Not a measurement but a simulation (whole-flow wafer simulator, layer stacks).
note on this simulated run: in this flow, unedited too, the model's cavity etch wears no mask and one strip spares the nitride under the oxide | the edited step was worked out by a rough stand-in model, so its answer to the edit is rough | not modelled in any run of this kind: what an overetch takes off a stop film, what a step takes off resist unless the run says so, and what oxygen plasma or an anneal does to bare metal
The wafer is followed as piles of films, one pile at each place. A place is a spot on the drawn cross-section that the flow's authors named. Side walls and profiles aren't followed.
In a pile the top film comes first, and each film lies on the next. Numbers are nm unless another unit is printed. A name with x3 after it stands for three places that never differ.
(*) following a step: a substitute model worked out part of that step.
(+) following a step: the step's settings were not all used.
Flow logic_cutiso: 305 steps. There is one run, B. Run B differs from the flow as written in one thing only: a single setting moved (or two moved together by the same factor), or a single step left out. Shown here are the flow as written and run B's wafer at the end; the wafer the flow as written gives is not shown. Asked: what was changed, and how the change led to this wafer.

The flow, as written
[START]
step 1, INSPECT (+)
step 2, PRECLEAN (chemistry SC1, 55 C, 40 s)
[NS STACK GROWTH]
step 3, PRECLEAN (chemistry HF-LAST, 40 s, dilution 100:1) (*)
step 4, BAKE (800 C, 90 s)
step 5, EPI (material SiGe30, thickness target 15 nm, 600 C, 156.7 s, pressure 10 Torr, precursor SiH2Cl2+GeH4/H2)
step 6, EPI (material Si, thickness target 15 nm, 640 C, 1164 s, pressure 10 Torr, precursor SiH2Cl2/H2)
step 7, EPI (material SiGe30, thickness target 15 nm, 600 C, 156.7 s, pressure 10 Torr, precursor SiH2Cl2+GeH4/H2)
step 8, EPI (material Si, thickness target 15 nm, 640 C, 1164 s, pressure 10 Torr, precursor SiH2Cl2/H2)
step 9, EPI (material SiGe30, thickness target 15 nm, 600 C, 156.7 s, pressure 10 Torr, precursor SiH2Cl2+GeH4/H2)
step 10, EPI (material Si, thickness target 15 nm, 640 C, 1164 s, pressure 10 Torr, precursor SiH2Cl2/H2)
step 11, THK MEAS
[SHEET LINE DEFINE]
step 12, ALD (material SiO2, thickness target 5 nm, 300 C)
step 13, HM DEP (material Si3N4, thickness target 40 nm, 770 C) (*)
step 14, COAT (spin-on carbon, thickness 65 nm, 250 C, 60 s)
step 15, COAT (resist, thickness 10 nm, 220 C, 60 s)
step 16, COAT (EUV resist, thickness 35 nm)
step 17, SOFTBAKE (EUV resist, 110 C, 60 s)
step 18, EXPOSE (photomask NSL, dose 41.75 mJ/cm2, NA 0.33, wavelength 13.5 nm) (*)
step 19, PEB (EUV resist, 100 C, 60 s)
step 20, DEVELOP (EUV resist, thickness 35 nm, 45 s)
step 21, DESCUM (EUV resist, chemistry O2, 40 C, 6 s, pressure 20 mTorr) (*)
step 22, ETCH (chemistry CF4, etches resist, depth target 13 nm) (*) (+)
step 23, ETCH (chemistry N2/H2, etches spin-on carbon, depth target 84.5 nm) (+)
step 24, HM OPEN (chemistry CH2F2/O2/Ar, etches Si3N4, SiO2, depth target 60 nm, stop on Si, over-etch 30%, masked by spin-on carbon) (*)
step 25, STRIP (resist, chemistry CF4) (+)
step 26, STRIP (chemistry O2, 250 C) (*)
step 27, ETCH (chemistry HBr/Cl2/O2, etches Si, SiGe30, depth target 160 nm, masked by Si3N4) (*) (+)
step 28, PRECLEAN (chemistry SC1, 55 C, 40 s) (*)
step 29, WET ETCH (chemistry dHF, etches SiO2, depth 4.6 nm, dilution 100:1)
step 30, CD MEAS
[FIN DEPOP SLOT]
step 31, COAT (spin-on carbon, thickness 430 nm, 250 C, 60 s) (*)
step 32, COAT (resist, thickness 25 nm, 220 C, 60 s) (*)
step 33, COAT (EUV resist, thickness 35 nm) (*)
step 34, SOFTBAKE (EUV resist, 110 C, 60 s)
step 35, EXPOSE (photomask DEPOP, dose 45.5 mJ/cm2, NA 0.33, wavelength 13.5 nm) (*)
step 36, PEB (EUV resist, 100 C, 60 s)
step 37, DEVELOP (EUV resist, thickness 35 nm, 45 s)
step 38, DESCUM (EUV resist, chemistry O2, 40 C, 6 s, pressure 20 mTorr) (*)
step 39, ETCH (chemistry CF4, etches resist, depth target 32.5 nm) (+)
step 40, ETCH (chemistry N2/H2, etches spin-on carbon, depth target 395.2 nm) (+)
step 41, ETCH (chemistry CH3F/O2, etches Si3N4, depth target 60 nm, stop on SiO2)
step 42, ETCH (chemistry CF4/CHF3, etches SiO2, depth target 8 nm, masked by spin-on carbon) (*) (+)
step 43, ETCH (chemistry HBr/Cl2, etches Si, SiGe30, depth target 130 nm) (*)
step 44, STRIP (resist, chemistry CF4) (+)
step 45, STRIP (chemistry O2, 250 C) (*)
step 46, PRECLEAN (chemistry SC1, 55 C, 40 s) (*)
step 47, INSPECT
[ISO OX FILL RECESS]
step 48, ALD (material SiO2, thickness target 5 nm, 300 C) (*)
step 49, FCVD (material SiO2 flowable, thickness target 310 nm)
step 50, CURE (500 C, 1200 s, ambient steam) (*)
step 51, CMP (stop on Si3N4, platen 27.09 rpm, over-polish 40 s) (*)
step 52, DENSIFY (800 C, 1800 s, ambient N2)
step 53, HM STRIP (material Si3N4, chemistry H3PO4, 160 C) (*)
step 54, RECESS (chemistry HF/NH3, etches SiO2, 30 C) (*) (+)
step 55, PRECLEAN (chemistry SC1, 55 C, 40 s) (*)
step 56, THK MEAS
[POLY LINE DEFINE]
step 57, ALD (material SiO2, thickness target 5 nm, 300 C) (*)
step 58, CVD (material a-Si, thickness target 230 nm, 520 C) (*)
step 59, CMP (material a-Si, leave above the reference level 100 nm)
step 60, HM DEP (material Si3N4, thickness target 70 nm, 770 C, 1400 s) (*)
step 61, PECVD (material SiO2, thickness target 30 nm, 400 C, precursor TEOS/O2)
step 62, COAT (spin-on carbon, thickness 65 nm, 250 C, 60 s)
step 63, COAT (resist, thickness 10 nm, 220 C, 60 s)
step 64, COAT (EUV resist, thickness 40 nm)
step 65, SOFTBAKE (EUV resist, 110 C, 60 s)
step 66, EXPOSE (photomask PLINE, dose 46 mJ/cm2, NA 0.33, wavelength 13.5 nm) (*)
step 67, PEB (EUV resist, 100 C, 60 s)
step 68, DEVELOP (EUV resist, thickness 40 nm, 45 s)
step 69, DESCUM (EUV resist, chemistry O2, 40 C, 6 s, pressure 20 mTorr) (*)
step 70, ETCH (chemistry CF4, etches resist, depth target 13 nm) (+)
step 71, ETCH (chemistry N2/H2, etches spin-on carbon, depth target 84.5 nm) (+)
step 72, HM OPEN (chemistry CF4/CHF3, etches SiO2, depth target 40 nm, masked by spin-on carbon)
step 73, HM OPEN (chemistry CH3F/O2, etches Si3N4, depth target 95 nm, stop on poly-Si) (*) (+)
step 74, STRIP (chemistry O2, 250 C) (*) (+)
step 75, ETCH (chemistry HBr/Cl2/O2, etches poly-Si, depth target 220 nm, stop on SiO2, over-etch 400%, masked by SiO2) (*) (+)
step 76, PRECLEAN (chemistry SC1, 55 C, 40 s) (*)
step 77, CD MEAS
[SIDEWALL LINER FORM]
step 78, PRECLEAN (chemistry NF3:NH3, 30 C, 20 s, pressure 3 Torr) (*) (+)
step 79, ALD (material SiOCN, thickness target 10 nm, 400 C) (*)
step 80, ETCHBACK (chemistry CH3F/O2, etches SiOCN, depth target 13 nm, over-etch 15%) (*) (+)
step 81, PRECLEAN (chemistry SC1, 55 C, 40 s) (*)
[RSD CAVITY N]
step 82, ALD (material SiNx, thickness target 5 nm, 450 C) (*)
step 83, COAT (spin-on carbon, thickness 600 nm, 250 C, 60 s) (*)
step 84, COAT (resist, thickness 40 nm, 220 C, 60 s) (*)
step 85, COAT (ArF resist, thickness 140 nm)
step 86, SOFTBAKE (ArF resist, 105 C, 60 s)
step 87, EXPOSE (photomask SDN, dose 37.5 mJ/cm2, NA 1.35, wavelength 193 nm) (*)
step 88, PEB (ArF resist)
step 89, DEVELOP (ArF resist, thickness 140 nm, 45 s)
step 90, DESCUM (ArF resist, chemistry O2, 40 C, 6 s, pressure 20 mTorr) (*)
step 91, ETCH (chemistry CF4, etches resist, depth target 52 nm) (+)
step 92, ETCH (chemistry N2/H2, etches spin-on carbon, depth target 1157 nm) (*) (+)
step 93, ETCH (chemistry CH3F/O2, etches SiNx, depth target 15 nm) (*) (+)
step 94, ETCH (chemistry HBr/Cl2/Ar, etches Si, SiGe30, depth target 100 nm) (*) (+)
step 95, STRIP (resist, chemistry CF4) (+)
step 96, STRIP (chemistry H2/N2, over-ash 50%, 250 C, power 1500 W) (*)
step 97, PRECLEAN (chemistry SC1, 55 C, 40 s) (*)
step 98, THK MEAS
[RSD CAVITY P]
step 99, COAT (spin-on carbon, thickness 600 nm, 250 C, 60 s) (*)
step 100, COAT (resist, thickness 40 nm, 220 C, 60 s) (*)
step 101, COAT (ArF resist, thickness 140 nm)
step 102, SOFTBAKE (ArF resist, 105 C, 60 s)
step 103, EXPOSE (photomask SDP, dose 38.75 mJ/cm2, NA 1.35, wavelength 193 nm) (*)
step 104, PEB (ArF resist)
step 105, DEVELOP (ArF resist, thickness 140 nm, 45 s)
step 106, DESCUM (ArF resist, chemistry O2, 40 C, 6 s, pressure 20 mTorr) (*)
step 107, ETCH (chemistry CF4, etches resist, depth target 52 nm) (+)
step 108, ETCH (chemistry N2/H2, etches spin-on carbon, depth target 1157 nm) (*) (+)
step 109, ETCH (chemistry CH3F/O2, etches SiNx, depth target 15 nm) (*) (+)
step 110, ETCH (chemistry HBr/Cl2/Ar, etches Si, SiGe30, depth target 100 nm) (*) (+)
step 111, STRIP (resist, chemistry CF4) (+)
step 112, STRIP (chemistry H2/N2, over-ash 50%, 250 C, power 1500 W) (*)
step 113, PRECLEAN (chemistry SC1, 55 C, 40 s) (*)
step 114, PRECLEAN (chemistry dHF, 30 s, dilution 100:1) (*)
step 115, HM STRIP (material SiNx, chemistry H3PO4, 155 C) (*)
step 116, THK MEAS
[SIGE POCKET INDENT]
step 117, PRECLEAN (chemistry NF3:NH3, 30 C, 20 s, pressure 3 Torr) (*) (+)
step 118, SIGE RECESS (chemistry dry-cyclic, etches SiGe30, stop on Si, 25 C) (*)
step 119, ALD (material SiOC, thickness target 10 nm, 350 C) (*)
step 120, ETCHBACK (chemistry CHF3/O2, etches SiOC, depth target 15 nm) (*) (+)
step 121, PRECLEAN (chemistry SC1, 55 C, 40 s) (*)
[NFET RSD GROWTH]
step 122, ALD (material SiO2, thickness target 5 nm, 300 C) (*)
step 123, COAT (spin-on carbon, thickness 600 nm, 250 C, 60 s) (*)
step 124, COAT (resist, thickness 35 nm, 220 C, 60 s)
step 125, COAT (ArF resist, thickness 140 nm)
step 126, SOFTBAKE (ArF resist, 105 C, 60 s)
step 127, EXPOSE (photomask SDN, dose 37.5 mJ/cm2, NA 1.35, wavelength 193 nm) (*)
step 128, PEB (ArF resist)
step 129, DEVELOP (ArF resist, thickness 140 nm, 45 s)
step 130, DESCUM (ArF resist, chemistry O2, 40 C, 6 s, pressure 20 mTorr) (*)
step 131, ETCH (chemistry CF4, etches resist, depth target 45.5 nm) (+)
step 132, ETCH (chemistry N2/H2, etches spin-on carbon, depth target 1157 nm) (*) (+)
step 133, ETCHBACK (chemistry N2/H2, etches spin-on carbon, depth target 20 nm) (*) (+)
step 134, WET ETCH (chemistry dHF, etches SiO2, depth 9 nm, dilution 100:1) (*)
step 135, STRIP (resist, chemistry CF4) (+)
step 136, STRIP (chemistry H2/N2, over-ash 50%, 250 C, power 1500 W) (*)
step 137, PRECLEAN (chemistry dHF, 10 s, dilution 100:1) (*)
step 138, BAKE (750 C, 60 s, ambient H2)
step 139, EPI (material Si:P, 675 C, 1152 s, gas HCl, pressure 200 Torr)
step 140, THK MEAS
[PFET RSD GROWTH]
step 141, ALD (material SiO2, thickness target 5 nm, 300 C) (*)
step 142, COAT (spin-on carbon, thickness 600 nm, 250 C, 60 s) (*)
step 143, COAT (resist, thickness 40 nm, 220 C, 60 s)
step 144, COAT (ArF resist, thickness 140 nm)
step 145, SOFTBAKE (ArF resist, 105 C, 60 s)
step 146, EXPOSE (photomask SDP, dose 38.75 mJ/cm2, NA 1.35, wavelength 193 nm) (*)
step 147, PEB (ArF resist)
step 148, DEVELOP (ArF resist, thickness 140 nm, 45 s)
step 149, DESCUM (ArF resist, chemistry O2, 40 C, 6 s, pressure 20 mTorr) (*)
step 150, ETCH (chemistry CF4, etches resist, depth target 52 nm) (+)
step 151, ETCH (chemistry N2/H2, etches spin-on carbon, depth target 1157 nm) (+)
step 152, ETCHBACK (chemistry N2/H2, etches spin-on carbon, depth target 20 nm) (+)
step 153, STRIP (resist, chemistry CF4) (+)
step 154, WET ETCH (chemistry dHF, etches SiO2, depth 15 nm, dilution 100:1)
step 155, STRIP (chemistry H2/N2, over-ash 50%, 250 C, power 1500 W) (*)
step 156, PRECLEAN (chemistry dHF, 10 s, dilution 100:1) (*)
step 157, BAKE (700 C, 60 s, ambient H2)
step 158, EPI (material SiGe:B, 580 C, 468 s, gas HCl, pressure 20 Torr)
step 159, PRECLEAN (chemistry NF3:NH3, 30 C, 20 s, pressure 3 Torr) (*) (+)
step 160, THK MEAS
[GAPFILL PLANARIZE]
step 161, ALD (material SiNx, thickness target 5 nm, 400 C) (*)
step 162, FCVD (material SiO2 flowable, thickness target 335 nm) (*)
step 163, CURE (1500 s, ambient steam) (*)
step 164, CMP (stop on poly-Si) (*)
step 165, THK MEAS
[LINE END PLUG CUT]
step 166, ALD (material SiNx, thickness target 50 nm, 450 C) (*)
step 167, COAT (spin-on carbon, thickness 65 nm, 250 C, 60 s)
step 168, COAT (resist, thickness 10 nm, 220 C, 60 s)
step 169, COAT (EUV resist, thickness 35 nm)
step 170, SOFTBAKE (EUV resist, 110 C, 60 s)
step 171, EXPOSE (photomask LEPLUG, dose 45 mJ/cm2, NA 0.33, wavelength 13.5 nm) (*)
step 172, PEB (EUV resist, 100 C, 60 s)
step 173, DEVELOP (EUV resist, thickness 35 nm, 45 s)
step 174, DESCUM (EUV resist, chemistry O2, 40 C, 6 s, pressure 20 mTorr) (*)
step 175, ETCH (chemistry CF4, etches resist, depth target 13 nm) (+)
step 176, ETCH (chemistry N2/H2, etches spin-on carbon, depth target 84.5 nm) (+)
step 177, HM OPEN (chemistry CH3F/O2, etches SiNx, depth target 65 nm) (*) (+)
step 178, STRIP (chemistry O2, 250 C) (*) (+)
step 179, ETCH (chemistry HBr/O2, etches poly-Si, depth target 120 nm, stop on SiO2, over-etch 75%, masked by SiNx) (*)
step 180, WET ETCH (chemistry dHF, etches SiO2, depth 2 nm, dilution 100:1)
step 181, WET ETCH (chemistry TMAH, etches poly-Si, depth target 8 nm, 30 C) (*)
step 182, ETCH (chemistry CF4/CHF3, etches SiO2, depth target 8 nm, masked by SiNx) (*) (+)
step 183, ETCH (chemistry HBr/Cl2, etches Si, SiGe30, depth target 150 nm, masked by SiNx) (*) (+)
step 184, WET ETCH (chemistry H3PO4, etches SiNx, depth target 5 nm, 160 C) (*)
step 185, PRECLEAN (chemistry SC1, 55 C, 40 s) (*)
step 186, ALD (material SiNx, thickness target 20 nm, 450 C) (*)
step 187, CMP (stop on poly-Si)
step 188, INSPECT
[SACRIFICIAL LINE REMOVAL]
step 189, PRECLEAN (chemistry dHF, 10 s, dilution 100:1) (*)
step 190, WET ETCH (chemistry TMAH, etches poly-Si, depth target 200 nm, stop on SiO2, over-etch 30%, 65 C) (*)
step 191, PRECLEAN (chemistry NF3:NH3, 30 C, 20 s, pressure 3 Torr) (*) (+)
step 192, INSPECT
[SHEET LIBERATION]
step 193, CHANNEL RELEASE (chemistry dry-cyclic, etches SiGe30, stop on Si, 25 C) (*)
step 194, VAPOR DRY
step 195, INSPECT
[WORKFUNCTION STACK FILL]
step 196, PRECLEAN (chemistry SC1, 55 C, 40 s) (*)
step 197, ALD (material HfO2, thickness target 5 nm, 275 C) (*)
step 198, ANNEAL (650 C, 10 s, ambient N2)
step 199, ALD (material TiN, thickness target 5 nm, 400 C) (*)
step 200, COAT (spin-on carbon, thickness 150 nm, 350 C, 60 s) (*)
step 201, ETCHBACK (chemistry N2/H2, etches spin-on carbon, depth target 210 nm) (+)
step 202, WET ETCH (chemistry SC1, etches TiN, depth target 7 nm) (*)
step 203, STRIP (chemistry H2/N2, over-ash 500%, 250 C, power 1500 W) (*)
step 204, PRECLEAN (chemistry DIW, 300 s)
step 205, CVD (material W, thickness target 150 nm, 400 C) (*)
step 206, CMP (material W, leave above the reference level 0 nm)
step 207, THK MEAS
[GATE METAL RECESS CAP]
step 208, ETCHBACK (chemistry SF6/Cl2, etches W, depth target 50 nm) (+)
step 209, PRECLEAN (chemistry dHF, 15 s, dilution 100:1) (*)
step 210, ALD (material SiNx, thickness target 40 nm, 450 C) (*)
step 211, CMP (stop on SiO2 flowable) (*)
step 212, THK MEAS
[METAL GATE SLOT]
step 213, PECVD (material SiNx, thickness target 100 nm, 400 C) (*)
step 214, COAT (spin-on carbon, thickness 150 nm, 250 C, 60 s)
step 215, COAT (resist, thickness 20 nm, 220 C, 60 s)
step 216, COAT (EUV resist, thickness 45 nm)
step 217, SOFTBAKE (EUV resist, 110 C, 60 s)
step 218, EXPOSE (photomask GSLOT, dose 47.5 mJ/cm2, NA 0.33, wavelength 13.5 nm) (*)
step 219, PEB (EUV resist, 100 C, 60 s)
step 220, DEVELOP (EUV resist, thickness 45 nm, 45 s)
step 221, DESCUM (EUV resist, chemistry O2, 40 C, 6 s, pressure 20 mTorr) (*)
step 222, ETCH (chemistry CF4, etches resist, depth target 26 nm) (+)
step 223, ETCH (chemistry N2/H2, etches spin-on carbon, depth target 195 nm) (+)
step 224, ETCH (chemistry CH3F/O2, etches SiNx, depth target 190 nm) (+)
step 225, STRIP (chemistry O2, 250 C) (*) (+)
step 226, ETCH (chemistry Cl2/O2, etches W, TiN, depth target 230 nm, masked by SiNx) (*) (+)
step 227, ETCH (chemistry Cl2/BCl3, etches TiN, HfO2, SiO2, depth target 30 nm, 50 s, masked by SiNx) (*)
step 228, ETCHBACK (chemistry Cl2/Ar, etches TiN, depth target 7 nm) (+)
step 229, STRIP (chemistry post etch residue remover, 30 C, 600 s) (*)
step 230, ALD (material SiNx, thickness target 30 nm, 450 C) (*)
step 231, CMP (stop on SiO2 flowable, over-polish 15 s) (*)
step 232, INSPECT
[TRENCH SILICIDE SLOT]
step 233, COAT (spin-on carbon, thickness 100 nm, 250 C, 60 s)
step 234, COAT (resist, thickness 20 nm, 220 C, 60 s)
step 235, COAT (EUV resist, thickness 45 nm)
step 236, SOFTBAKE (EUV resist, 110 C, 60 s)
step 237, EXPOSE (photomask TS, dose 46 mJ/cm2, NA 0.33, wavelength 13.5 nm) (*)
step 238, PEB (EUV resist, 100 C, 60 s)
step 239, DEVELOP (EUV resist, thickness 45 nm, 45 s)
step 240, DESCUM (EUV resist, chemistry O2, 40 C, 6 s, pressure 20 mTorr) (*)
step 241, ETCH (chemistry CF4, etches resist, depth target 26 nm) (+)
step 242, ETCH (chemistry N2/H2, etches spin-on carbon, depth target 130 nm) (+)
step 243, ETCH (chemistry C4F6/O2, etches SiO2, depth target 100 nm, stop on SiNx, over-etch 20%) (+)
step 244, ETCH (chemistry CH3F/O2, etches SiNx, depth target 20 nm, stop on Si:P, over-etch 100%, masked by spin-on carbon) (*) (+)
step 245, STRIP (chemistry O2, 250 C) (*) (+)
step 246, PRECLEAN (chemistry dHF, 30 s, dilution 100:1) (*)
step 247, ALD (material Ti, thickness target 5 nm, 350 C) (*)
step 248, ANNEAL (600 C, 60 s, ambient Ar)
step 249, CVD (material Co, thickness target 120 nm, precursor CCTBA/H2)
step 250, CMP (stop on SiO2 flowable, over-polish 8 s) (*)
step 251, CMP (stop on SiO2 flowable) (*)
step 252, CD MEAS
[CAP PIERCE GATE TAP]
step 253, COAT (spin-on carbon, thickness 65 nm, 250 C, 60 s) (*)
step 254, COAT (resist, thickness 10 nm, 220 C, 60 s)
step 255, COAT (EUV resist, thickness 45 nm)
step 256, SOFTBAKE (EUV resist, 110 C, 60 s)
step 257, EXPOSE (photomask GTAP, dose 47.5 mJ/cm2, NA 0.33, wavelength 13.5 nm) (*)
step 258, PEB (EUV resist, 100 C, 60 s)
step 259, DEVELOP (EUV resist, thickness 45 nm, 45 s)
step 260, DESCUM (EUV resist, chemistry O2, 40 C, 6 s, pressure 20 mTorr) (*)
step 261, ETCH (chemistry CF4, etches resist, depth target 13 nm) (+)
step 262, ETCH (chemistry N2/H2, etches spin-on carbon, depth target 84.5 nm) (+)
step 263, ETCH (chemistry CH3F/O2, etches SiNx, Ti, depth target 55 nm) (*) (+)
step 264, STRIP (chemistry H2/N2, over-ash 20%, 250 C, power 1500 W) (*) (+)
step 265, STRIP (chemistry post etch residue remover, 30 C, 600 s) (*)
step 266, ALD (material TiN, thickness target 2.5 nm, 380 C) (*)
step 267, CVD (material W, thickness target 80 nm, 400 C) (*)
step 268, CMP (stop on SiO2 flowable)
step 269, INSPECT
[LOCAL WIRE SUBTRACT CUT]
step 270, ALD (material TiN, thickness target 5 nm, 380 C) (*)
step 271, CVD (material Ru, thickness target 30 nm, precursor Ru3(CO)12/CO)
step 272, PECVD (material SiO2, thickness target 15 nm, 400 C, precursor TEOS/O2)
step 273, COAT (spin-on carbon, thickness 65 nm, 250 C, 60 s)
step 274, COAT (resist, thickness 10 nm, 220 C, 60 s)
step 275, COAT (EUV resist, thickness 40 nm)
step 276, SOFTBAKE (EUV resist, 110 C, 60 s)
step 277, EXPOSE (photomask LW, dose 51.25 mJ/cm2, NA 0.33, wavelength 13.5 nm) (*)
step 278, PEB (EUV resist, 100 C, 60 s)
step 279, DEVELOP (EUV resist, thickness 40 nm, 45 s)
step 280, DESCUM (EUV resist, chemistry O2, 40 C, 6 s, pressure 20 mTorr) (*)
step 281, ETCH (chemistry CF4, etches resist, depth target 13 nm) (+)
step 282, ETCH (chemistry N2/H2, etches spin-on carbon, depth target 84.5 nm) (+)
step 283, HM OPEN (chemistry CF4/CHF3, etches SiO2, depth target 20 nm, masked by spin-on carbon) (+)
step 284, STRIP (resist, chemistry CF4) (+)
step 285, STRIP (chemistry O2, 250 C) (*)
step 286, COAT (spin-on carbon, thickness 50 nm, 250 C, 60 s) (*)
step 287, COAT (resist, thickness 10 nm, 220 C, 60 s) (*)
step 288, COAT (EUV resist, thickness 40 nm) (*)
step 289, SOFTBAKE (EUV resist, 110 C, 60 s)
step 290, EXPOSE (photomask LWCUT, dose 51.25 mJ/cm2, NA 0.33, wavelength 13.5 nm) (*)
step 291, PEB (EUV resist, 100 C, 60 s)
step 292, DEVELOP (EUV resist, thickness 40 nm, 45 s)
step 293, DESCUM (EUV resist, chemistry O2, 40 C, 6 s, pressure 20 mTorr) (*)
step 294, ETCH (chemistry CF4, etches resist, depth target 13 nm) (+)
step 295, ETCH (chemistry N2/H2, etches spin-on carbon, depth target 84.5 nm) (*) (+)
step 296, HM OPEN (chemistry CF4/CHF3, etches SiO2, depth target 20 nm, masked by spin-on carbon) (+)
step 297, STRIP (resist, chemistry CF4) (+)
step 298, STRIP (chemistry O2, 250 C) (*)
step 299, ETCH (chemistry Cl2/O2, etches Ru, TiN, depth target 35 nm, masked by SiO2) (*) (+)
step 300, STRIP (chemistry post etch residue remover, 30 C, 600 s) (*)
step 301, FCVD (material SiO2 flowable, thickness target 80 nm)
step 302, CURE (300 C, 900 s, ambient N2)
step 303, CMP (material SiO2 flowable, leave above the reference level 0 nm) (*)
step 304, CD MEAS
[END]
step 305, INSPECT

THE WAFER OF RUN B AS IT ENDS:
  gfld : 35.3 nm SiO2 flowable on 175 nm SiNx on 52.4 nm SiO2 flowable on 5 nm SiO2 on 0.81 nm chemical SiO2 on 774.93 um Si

Cause: step 227, ETCH: depth target 16.5 nm was run, whereas the flow has depth target 30 nm; step 227, ETCH: 27.5 s was run, where the flow has 50 s.

Step by step, how the change led to this:
  step 227, ETCH (chemistry Cl2/BCl3, etches TiN, HfO2, SiO2, depth target 30 nm, 50 s, masked by SiNx) (*)
      depop, dpovl, gl and 18 more: SiNx loses 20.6 (as written it would have been: SiNx loses 37.4)
      gfld: HfO2 loses 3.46 (all of it), SiO2 flowable loses 13 (as written it would have been: HfO2 loses 3.46 (all of it), SiO2 flowable loses 26.5)
  step 231, CMP (stop on SiO2 flowable, over-polish 15 s) (*)
      depop, dpovl, gfld and 10 more: SiNx loses 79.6 (as written it would have been: SiNx loses 62.7)
      lnr, lnri, lnrp, lnrt: SiNx loses 77.8 (all of it), SiOCN loses 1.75 (as written it would have been: SiNx loses 61 (all of it), SiOCN loses 1.75)
      (as well as at 5 more places)
